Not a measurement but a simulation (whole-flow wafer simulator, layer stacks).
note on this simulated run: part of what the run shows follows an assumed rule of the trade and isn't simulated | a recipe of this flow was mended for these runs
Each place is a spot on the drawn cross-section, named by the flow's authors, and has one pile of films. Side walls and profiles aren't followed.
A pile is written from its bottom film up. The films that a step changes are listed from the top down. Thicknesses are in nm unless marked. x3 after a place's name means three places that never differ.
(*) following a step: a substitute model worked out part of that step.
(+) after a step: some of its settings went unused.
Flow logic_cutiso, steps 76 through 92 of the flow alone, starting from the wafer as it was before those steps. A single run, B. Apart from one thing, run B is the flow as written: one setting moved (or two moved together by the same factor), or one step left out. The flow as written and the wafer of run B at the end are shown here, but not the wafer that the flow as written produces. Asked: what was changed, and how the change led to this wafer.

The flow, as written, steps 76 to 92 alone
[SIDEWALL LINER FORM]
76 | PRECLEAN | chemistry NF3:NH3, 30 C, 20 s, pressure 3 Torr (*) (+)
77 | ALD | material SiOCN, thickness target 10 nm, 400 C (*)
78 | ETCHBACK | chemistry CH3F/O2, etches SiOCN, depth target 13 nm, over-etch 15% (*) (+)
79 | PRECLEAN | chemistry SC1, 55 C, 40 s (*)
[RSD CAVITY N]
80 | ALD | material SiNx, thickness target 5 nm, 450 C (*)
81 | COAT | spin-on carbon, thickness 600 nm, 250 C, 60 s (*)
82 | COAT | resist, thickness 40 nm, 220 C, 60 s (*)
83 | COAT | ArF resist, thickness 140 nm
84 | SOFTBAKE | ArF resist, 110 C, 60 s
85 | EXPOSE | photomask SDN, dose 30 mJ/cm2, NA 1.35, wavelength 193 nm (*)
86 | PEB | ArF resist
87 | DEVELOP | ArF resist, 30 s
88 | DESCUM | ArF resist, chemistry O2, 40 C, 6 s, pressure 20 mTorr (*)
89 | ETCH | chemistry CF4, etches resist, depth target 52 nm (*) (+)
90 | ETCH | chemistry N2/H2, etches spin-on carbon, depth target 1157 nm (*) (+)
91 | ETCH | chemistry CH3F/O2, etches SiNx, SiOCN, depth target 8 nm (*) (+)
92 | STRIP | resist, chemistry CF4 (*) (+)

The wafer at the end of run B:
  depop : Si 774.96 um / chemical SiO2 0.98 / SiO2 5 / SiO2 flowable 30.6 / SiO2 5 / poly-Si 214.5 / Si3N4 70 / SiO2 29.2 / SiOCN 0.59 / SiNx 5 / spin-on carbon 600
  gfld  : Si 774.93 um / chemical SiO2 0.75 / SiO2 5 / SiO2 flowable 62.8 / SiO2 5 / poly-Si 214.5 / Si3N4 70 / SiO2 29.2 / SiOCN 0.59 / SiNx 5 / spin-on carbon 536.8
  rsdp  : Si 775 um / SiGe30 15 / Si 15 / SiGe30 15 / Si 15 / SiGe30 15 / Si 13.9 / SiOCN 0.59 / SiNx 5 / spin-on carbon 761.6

The reason: step 77, ALD: thickness target 13.6 nm was run, while the flow as written has thickness target 10 nm.

How this came from the change, step by step:
  77 | ALD | material SiOCN, thickness target 10 nm, 400 C (*)
      depop, dpovl x3, gfld and 13 more: +13.6 SiOCN (new film) (as written it would have been: +10 SiOCN (new film))
  78 | ETCHBACK | chemistry CH3F/O2, etches SiOCN, depth target 13 nm, over-etch 15% (*) (+)
      depop, dpovl x3, gfld and 8 more: -13 SiOCN (as written it would have been: -10 SiOCN (all of it), -0.75 SiO2)
      rsdn, rsdp, rsdw, rsdx: -13 SiOCN (as written it would have been: -10 SiOCN (all of it), -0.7 Si)
      (as well as at 1 more place)
  81 | COAT | spin-on carbon, thickness 600 nm, 250 C, 60 s (*)
      gfld, gxf, gxn, gxp: +536.8 spin-on carbon (new film) (as written it would have been: +516.3 spin-on carbon (new film))
      gl, glp, tap: +536.8 spin-on carbon (new film) (as written it would have been: +516.4 spin-on carbon (new film))
      (as well as at 10 more places)
  90 | ETCH | chemistry N2/H2, etches spin-on carbon, depth target 1157 nm (*) (+)
      depop, dpovl x3, gfld and 10 more: -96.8 ArF resist (all of it), -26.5 resist (as written it would have been: -96.8 ArF resist (all of it), -25.5 resist)
      gl, tap: -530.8 spin-on carbon (all of it), -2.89 SiNx (as written it would have been: -510.4 spin-on carbon (all of it), -2.81 SiNx)
      (as well as at 5 more places)
  91 | ETCH | chemistry CH3F/O2, etches SiNx, SiOCN, depth target 8 nm (*) (+)
      gl, gxn, tap: -2.11 SiNx (all of it), -0.59 SiOCN (all of it), -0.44 SiO2 (as written it would have been: -2.19 SiNx (all of it), -0.48 SiO2)
      rsdn, rsdx: -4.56 SiNx (all of it), -0.59 SiOCN (all of it), -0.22 Si (as written it would have been: -4.63 SiNx (all of it), -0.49 chemical SiO2 (all of it))
  92 | STRIP | resist, chemistry CF4 (*) (+)
      depop, dpovl x3, glp, lnrp, ns, plug, rsdp, rsdw: -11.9 resist (all of it) (as written it would have been: -12.9 resist (all of it))
      gfld, gxf, gxp, iso, lnri: -12 resist (all of it) (as written it would have been: -13 resist (all of it))
      (as well as at 7 more places)
